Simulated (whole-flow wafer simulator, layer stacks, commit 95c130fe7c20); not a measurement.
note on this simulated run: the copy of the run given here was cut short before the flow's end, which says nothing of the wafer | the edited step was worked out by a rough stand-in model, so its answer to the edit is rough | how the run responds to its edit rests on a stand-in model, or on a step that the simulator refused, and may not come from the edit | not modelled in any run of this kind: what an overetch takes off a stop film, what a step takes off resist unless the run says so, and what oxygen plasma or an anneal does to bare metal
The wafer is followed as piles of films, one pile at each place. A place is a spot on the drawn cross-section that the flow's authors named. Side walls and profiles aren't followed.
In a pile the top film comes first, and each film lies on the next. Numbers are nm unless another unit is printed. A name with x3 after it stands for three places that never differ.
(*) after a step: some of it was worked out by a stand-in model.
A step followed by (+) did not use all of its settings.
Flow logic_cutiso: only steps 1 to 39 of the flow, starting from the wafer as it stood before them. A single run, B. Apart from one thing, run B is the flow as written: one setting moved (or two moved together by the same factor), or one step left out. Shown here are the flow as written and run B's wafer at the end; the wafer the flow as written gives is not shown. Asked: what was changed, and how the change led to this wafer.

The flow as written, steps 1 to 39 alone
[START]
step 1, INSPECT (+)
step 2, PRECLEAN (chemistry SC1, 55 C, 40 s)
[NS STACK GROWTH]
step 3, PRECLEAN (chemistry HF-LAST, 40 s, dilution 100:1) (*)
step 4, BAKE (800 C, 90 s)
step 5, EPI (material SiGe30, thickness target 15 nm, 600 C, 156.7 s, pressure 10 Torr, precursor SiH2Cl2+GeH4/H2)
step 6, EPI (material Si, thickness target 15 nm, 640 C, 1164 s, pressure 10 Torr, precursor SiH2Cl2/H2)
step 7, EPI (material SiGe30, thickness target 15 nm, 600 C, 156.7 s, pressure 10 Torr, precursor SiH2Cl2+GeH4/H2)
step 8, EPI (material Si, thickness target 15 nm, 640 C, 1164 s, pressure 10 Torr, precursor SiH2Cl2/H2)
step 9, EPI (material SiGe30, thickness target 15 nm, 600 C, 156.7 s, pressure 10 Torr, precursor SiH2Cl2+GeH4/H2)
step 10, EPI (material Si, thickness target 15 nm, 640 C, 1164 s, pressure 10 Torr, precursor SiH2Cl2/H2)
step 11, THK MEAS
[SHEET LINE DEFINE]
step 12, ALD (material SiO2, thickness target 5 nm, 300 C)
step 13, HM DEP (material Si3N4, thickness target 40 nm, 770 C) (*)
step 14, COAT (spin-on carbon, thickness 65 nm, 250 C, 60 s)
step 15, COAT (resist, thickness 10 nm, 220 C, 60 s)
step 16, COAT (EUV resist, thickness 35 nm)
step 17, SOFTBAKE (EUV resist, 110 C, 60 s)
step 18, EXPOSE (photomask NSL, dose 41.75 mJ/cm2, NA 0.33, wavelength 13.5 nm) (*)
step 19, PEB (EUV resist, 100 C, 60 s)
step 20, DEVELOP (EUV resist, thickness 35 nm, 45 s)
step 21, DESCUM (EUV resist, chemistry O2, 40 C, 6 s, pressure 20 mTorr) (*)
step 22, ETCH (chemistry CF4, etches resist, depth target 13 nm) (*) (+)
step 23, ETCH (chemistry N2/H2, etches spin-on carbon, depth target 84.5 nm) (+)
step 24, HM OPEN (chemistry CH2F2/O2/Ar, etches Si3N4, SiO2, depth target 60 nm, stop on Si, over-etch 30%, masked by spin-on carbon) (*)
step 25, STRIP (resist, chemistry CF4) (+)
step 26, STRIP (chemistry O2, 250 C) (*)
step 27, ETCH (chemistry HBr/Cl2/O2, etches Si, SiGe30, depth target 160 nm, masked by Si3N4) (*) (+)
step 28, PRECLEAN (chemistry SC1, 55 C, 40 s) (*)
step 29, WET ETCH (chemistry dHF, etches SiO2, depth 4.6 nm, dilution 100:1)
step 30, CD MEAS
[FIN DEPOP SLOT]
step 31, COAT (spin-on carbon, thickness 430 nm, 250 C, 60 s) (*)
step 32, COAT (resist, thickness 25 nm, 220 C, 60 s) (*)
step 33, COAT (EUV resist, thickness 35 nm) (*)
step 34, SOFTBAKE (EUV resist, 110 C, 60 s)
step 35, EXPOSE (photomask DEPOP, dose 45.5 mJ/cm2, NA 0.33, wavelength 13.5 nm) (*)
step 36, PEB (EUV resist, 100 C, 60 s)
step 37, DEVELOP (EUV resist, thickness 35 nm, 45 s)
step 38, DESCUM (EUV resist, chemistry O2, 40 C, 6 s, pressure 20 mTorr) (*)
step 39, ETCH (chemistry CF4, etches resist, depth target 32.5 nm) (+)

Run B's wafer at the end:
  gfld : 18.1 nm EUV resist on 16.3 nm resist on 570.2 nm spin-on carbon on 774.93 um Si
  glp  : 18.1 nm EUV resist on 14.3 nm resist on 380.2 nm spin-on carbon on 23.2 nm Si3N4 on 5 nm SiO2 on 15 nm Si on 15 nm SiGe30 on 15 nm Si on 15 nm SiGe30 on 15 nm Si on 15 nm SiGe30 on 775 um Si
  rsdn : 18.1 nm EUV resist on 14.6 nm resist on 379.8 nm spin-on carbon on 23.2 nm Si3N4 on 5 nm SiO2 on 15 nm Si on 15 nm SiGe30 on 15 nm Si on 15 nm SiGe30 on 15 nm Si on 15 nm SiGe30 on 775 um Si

What caused this: step 32, COAT: thickness 15 nm was run, whereas the flow has thickness 25 nm.

Step by step, how the change led to this:
  step 32, COAT (resist, thickness 25 nm, 220 C, 60 s) (*)
      depop, dpovl, isow, ns, nsgap: resist gains 15 (new film) (it would be, as written: resist gains 25 (new film))
      gfld, lnri: resist gains 16.3 (new film) (it would be, as written: resist gains 26.3 (new film))
      (also at 15 further places)
  step 39, ETCH (chemistry CF4, etches resist, depth target 32.5 nm) (+)
      gfld, gl, glp and 17 more: EUV resist loses 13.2 (it would be, as written: EUV resist loses 19.1)
      depop, dpovl: resist loses 15 (all of it), spin-on carbon loses 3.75 (it would be, as written: resist loses 25 (all of it), spin-on carbon loses 3.76)
